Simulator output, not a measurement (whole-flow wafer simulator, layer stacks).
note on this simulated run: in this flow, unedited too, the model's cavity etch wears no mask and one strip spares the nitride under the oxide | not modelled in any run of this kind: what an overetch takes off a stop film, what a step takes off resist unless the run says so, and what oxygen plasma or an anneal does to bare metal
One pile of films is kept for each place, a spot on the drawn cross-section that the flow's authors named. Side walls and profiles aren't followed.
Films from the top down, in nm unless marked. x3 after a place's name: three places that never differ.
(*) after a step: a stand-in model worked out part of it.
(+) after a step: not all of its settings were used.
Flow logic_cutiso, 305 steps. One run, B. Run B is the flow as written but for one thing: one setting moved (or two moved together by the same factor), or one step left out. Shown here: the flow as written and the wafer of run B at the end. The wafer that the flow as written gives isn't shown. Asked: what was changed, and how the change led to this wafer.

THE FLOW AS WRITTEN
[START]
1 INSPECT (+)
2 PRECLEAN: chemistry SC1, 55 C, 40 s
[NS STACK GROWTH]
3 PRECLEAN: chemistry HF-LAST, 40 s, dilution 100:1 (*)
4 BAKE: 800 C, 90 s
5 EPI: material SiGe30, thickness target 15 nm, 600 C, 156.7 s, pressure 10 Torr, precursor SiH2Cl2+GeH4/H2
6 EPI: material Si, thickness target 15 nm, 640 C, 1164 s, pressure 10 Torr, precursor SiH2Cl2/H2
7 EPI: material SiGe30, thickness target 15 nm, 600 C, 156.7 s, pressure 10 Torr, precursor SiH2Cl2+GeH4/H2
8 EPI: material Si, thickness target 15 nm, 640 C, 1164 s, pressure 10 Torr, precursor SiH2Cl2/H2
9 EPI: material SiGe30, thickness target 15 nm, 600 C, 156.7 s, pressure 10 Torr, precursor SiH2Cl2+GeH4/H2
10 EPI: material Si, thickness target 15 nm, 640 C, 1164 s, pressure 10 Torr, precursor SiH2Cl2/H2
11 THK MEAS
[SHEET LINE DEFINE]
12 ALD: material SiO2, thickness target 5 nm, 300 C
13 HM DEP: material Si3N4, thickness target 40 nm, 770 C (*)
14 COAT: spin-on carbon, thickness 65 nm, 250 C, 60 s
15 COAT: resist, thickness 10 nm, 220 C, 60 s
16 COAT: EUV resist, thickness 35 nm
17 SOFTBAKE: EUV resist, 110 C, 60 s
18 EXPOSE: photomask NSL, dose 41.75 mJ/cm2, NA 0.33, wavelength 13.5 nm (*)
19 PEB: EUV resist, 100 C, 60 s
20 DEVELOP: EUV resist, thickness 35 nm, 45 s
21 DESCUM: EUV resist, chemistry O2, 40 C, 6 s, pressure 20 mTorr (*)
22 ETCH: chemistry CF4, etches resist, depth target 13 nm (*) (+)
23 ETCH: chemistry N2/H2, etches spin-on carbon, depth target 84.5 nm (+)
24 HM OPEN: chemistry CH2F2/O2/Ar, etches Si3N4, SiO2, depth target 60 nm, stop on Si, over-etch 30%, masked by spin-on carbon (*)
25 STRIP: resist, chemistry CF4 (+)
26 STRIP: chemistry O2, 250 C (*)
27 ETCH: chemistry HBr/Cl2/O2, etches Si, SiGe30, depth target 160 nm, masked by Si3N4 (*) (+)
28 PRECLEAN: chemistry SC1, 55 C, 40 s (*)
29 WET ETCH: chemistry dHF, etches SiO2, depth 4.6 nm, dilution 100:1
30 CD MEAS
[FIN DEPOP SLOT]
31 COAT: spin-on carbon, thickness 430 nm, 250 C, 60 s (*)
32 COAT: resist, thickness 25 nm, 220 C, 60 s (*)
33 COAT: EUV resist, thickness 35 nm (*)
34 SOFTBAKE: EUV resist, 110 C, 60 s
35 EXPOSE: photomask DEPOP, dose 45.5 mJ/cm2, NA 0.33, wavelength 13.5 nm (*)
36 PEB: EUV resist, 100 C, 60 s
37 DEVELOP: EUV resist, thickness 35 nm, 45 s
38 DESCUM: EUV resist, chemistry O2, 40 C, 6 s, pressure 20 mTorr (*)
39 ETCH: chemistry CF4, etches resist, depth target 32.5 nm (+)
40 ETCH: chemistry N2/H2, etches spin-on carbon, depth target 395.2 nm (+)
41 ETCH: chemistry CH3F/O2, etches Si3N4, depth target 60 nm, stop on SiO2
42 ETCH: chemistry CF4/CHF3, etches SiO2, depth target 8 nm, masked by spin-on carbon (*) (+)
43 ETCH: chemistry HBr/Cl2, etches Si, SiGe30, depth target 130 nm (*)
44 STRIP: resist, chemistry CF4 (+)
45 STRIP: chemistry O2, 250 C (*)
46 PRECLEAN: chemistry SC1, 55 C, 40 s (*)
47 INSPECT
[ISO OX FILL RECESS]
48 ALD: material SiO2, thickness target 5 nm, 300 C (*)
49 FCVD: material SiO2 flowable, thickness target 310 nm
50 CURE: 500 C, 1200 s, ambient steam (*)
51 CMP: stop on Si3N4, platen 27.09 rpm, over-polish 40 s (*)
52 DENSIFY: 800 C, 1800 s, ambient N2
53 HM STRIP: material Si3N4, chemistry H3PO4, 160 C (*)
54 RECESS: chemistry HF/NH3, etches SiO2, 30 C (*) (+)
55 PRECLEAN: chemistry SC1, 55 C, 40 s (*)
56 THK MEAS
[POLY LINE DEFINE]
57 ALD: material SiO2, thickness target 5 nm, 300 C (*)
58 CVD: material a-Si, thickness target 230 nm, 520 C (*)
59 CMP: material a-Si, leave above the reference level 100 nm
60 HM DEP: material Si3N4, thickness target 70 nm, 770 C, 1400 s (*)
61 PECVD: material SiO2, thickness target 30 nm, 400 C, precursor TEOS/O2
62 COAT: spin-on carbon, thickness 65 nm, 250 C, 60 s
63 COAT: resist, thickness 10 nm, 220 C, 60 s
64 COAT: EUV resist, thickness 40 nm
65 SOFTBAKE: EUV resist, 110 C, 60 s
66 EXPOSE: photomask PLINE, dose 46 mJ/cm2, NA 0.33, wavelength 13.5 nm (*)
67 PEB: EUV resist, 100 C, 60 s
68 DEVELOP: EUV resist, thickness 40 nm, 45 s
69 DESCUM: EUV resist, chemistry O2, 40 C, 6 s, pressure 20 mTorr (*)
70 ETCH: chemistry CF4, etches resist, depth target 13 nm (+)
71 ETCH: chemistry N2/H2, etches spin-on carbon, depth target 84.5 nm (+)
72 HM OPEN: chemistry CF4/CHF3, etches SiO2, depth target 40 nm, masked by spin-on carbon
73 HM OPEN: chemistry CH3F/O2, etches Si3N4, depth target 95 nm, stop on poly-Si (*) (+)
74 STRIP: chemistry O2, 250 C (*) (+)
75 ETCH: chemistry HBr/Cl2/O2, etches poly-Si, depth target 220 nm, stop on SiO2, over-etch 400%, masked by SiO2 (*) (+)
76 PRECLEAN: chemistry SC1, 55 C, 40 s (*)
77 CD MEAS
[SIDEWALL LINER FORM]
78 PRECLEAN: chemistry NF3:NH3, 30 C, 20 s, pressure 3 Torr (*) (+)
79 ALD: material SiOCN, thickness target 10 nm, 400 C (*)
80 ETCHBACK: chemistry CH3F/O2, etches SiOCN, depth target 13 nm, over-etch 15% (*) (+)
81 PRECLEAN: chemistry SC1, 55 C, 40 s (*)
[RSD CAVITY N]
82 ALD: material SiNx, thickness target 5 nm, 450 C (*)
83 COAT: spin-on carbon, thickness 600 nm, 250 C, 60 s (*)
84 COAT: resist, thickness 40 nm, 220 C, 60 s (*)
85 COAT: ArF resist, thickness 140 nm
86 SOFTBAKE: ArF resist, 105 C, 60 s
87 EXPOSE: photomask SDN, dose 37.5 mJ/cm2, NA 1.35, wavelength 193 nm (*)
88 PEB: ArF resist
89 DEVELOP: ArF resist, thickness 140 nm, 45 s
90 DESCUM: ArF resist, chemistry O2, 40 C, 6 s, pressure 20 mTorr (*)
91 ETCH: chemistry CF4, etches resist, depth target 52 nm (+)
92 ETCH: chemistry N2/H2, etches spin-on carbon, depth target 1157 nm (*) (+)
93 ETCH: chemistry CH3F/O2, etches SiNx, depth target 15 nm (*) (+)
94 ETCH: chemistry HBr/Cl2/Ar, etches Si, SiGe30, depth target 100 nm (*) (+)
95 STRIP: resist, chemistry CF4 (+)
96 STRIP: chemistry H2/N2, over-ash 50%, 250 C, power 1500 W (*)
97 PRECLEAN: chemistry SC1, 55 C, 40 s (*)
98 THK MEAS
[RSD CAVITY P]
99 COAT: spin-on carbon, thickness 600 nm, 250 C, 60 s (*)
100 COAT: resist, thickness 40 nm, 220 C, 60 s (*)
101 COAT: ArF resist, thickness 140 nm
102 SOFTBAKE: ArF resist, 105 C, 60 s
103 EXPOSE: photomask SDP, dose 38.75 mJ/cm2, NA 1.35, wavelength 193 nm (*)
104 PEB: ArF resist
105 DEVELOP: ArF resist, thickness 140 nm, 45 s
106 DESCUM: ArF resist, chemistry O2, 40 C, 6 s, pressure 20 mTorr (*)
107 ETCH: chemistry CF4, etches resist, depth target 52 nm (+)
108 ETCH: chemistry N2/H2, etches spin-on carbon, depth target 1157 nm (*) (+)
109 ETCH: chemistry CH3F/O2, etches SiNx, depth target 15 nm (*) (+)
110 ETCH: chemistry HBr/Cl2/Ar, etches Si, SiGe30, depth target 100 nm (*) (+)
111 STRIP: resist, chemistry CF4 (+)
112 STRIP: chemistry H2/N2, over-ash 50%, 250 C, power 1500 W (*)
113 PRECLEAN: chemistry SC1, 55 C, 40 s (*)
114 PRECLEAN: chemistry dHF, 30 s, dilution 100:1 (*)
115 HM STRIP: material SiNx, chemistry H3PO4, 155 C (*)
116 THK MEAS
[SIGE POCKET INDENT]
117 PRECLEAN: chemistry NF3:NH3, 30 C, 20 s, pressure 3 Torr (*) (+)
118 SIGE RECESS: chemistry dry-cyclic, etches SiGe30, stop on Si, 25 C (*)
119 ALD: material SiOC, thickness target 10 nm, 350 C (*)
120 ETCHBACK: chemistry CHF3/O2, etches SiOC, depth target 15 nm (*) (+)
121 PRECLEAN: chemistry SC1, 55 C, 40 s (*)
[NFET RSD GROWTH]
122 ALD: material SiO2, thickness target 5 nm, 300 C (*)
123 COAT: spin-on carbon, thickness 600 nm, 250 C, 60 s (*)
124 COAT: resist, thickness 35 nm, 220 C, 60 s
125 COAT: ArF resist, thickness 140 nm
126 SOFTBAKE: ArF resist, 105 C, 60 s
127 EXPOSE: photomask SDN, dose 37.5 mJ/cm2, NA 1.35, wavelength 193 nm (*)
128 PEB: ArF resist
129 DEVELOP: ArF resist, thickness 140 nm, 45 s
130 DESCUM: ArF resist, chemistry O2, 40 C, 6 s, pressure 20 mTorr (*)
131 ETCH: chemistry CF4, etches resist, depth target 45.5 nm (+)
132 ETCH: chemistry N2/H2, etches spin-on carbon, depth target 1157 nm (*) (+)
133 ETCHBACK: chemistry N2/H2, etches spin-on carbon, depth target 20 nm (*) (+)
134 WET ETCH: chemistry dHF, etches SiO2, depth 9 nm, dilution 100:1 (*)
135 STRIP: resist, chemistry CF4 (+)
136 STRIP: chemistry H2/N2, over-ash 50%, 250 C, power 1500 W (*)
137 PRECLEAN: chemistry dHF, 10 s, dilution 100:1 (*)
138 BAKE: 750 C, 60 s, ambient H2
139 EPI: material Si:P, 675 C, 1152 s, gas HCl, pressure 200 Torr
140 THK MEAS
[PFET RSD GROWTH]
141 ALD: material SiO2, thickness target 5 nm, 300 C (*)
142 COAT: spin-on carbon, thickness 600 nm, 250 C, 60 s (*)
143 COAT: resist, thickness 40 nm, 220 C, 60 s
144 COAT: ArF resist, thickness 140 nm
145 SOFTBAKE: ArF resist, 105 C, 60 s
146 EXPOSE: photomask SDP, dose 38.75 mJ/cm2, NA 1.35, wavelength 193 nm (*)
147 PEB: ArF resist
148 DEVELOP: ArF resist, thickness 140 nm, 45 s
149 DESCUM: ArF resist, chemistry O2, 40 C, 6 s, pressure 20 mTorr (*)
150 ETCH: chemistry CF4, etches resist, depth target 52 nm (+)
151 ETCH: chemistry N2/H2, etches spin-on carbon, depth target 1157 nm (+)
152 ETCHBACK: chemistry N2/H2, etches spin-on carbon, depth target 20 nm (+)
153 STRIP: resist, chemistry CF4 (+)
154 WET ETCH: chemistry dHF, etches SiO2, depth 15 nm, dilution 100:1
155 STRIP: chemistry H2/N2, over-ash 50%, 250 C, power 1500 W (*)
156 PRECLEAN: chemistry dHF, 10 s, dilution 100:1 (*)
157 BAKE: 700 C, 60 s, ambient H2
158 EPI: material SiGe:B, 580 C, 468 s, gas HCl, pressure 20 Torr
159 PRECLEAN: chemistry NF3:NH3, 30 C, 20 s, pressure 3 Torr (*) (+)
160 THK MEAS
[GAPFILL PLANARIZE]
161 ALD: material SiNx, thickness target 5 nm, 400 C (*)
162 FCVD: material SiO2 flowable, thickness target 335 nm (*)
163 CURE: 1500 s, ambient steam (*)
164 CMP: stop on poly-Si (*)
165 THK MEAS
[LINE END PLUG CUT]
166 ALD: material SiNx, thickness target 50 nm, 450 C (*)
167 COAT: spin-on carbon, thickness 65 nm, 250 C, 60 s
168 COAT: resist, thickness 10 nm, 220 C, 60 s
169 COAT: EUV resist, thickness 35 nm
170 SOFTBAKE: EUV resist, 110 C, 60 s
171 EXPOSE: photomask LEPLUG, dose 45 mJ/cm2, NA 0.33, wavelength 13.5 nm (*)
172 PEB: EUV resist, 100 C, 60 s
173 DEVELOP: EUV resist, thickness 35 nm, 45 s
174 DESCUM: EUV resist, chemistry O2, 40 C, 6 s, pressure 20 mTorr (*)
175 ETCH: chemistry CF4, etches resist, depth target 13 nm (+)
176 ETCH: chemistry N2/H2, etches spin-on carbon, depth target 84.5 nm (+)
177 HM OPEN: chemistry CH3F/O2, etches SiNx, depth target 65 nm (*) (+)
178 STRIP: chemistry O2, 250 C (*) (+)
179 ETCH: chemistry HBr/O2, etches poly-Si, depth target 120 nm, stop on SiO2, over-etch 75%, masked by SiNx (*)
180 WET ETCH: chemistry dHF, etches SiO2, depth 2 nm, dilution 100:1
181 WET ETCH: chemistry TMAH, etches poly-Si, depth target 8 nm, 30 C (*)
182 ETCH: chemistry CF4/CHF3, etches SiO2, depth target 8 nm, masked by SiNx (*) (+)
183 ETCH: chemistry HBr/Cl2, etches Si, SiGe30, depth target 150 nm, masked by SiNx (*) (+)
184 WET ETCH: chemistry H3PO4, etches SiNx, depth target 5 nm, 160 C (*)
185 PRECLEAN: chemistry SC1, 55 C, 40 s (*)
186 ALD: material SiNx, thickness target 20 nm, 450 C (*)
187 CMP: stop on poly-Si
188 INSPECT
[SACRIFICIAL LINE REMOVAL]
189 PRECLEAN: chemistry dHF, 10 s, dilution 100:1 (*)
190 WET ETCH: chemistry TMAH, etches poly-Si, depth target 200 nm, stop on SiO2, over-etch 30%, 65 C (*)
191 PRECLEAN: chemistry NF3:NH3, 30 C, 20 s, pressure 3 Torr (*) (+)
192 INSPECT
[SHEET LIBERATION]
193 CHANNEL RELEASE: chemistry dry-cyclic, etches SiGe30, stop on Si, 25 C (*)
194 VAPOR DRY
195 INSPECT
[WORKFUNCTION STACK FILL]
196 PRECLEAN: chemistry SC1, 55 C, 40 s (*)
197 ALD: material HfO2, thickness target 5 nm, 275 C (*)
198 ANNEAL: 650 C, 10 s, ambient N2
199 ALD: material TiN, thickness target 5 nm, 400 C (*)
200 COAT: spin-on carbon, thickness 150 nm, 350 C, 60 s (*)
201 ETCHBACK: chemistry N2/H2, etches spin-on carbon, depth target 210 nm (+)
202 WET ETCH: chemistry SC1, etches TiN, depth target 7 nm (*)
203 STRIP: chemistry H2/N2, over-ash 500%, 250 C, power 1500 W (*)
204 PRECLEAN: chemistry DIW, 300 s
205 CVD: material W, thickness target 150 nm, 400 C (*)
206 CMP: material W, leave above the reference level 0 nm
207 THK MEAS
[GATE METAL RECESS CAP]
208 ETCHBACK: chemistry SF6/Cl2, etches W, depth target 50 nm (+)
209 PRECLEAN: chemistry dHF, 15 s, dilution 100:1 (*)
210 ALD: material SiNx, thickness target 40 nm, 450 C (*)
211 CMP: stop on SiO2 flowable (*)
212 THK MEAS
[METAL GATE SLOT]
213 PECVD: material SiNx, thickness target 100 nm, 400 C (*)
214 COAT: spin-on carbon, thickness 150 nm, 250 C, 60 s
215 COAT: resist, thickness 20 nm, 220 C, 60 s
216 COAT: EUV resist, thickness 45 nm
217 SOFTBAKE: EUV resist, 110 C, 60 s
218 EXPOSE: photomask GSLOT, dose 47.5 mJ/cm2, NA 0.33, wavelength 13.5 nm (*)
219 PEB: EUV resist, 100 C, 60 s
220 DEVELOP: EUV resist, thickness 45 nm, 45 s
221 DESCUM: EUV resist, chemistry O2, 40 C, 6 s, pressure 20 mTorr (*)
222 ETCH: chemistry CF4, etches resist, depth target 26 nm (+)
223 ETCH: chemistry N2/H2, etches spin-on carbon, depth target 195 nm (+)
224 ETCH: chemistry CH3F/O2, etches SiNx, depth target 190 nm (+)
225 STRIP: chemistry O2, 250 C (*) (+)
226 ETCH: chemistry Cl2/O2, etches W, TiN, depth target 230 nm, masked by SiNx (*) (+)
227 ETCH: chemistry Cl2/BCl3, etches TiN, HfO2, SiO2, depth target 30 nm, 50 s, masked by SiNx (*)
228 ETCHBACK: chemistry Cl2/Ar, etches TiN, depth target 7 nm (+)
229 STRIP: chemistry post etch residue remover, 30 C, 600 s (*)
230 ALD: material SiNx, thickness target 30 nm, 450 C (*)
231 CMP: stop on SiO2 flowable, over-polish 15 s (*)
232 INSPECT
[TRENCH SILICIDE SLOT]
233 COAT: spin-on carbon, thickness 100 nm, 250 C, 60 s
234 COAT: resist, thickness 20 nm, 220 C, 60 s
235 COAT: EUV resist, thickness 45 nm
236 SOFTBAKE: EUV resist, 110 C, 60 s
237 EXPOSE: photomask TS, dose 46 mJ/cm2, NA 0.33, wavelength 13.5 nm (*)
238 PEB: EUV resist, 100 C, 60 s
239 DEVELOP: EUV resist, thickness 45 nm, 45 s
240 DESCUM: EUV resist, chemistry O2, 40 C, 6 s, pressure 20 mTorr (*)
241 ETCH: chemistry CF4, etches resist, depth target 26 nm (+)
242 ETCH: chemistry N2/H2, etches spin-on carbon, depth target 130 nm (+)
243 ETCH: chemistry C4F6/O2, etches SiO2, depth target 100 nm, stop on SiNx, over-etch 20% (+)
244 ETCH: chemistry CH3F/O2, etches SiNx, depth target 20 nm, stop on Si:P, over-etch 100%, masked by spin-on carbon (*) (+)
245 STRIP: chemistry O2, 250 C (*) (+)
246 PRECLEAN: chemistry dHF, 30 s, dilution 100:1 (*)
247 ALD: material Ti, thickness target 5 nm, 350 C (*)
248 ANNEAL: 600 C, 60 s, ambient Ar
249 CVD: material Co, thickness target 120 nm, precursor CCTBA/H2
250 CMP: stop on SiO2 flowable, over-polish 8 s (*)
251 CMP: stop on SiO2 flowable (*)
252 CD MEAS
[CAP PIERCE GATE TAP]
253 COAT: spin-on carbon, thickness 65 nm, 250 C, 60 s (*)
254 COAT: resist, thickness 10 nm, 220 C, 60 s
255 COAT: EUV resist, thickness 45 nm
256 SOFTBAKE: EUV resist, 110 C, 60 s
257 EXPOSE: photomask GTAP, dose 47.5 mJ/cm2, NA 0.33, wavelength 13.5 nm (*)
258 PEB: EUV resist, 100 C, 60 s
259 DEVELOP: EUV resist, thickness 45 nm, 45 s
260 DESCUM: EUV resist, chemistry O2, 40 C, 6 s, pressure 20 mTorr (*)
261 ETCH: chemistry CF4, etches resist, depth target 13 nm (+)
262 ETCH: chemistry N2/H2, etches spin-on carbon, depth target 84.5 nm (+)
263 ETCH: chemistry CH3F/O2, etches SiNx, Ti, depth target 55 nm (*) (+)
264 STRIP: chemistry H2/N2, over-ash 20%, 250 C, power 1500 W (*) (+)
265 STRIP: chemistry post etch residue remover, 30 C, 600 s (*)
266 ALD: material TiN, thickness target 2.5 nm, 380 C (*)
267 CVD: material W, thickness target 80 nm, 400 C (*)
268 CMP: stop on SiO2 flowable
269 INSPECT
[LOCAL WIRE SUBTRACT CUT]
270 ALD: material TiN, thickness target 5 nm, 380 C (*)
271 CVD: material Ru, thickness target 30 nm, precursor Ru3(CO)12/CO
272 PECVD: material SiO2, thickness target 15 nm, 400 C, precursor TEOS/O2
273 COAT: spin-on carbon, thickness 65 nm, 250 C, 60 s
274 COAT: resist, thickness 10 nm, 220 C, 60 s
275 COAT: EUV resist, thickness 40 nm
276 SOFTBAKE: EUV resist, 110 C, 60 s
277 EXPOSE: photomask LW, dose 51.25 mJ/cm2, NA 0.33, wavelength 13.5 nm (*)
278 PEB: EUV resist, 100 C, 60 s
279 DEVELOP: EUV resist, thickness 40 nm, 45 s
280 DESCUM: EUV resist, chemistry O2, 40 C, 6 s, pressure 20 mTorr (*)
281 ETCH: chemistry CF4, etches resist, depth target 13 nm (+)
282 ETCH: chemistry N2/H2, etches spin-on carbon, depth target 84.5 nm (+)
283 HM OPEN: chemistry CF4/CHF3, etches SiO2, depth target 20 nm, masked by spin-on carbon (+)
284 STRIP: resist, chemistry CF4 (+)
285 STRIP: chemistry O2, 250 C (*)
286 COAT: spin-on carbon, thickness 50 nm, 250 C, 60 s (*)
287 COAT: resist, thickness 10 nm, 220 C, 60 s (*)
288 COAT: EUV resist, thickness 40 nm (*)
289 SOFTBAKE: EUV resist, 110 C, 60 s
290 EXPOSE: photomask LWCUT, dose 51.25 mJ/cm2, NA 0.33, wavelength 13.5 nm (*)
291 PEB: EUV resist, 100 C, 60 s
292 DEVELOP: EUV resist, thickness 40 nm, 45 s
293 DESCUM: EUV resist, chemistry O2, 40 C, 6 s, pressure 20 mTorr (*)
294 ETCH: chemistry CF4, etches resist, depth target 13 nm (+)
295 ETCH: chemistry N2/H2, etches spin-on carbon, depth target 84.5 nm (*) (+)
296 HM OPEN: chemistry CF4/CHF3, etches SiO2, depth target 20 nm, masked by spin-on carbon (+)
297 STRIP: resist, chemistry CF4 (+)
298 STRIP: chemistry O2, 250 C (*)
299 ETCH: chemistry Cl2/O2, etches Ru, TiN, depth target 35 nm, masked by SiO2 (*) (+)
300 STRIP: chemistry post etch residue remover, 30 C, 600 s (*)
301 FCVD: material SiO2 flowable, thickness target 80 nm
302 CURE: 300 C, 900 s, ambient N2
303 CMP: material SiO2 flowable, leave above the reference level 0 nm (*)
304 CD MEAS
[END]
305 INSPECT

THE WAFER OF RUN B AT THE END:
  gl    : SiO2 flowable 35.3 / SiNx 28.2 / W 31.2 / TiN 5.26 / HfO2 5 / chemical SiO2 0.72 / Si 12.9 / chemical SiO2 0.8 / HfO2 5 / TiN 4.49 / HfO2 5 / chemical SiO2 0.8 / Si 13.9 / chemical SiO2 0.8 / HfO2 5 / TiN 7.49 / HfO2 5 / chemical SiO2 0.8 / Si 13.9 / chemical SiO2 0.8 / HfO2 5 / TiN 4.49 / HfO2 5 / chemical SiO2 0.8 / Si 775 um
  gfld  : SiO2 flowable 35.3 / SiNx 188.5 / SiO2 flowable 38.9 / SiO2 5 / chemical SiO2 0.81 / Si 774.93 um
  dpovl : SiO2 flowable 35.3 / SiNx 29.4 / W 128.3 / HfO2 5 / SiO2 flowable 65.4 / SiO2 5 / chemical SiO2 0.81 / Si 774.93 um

The cause: step 7, EPI: 188 s was run, where the flow has 156.7 s.

How the change led to this, step by step:
  7 EPI: material SiGe30, thickness target 15 nm, 600 C, 156.7 s, pressure 10 Torr, precursor SiH2Cl2+GeH4/H2
      depop, dpovl, gfld and 19 more: SiGe30 +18 (new film) (as written it would be: SiGe30 +15 (new film))
  27 ETCH: chemistry HBr/Cl2/O2, etches Si, SiGe30, depth target 160 nm, masked by Si3N4 (*) (+)
      gfld, gxf, iso, lnri: chemical SiO2 -0.79 (all of it), Si -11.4 (all of it), SiGe30 -15 (all of it), Si -15 (all of it), SiGe30 -18 (all of it), Si -15 (all of it), SiGe30 -15 (all of it), Si -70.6 (as written it would be: chemical SiO2 -0.79 (all of it), Si -11.4 (all of it), SiGe30 -15 (all of it), Si -15 (all of it), SiGe30 -15 (all of it), Si -15 (all of it), SiGe30 -15 (all of it), Si -73.6)
      dpovl, nsgap: chemical SiO2 -0.79 (all of it), Si -11.8 (all of it), SiGe30 -15 (all of it), Si -15 (all of it), SiGe30 -18 (all of it), Si -15 (all of it), SiGe30 -15 (all of it), Si -70.2 (as written it would be: chemical SiO2 -0.79 (all of it), Si -11.8 (all of it), SiGe30 -15 (all of it), Si -15 (all of it), SiGe30 -15 (all of it), Si -15 (all of it), SiGe30 -15 (all of it), Si -73.2)
      (and at 1 more place)
  43 ETCH: chemistry HBr/Cl2, etches Si, SiGe30, depth target 130 nm (*)
      depop: Si -14 (all of it), SiGe30 -15 (all of it), Si -15 (all of it), SiGe30 -18 (all of it), Si -15 (all of it), SiGe30 -15 (all of it), Si -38 (as written it would be: Si -14 (all of it), SiGe30 -15 (all of it), Si -15 (all of it), SiGe30 -15 (all of it), Si -15 (all of it), SiGe30 -15 (all of it), Si -41)
  94 ETCH: chemistry HBr/Cl2/Ar, etches Si, SiGe30, depth target 100 nm (*) (+)
      rsdn, rsdx: chemical SiO2 -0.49 (all of it), Si -12.8 (all of it), SiGe30 -15 (all of it), Si -15 (all of it), SiGe30 -18 (all of it), Si -15 (all of it), SiGe30 -15 (all of it), Si -9.16 (as written it would be: chemical SiO2 -0.49 (all of it), Si -12.8 (all of it), SiGe30 -15 (all of it), Si -15 (all of it), SiGe30 -15 (all of it), Si -15 (all of it), SiGe30 -15 (all of it), Si -12.2)
  110 ETCH: chemistry HBr/Cl2/Ar, etches Si, SiGe30, depth target 100 nm (*) (+)
      rsdp, rsdw: chemical SiO2 -0.49 (all of it), Si -12.8 (all of it), SiGe30 -15 (all of it), Si -15 (all of it), SiGe30 -18 (all of it), Si -15 (all of it), SiGe30 -15 (all of it), Si -9.16 (as written it would be: chemical SiO2 -0.49 (all of it), Si -12.8 (all of it), SiGe30 -15 (all of it), Si -15 (all of it), SiGe30 -15 (all of it), Si -15 (all of it), SiGe30 -15 (all of it), Si -12.2)
  118 SIGE RECESS: chemistry dry-cyclic, etches SiGe30, stop on Si, 25 C (*)
      lnr, lnrp, lnrt: SiOCN -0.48, Si -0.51, cavity +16 (new film), SiGe30 -15 (all of it), Si -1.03, cavity +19 (new film), SiGe30 -18 (all of it), Si -1.03, cavity +16 (new film), SiGe30 -15 (all of it), Si -0.51 (as written it would be: SiOCN -0.48, Si -0.51, cavity +16 (new film), SiGe30 -15 (all of it), Si -1.03, cavity +16 (new film), SiGe30 -15 (all of it), Si -1.03, cavity +16 (new film), SiGe30 -15 (all of it), Si -0.51)
  119 ALD: material SiOC, thickness target 10 nm, 350 C (*)
      lnr, lnrp, lnrt: SiOC +10 (new film), SiOC +16 (new film), cavity -16 (all of it), SiOC +19 (new film), cavity -19 (all of it), SiOC +16 (new film), cavity -16 (all of it) (as written it would be: SiOC +10 (new film), SiOC +16 (new film), cavity -16 (all of it), SiOC +16 (new film), cavity -16 (all of it), SiOC +16 (new film), cavity -16 (all of it))
  183 ETCH: chemistry HBr/Cl2, etches Si, SiGe30, depth target 150 nm, masked by SiNx (*) (+)
      plug: Si -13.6 (all of it), SiGe30 -15 (all of it), Si -15 (all of it), SiGe30 -18 (all of it), Si -15 (all of it), SiGe30 -15 (all of it), Si -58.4 (as written it would be: Si -13.6 (all of it), SiGe30 -15 (all of it), Si -15 (all of it), SiGe30 -15 (all of it), Si -15 (all of it), SiGe30 -15 (all of it), Si -61.4)
  193 CHANNEL RELEASE: chemistry dry-cyclic, etches SiGe30, stop on Si, 25 C (*)
      gl, glp, gxn, gxp, ns, tap: chemical SiO2 +0.8 (new film), Si -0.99, chemical SiO2 +0.8 (new film), cavity +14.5 (new film), chemical SiO2 +0.8 (new film), SiGe30 -15 (all of it), Si -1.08, chemical SiO2 +0.8 (new film), cavity +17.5 (new film), chemical SiO2 +0.8 (new film), SiGe30 -18 (all of it), Si -1.08, chemical SiO2 +0.8 (new film), cavity +14.5 (new film), chemical SiO2 +0.8 (new film), SiGe30 -15 (all of it), Si -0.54 (as written it would be: chemical SiO2 +0.8 (new film), Si -0.99, chemical SiO2 +0.8 (new film), cavity +14.5 (new film), chemical SiO2 +0.8 (new film), SiGe30 -15 (all of it), Si -1.08, chemical SiO2 +0.8 (new film), cavity +14.5 (new film), chemical SiO2 +0.8 (new film), SiGe30 -15 (all of it), Si -1.08, chemical SiO2 +0.8 (new film), cavity +14.5 (new film), chemical SiO2 +0.8 (new film), SiGe30 -15 (all of it), Si -0.54)
  199 ALD: material TiN, thickness target 5 nm, 400 C (*)
      gl, glp, tap: TiN +5.26 (new film), TiN +4.49 (new film), cavity -4.49 (all of it), TiN +7.49 (new film), cavity -7.49 (all of it), TiN +4.49 (new film), cavity -4.49 (all of it) (as written it would be: TiN +5.26 (new film), TiN +4.49 (new film), cavity -4.49 (all of it), TiN +4.49 (new film), cavity -4.49 (all of it), TiN +4.49 (new film), cavity -4.49 (all of it))
      gxn, gxp, ns: TiN +5 (new film), TiN +4.49 (new film), cavity -4.49 (all of it), TiN +7.49 (new film), cavity -7.49 (all of it), TiN +4.49 (new film), cavity -4.49 (all of it) (as written it would be: TiN +5 (new film), TiN +4.49 (new film), cavity -4.49 (all of it), TiN +4.49 (new film), cavity -4.49 (all of it), TiN +4.49 (new film), cavity -4.49 (all of it))
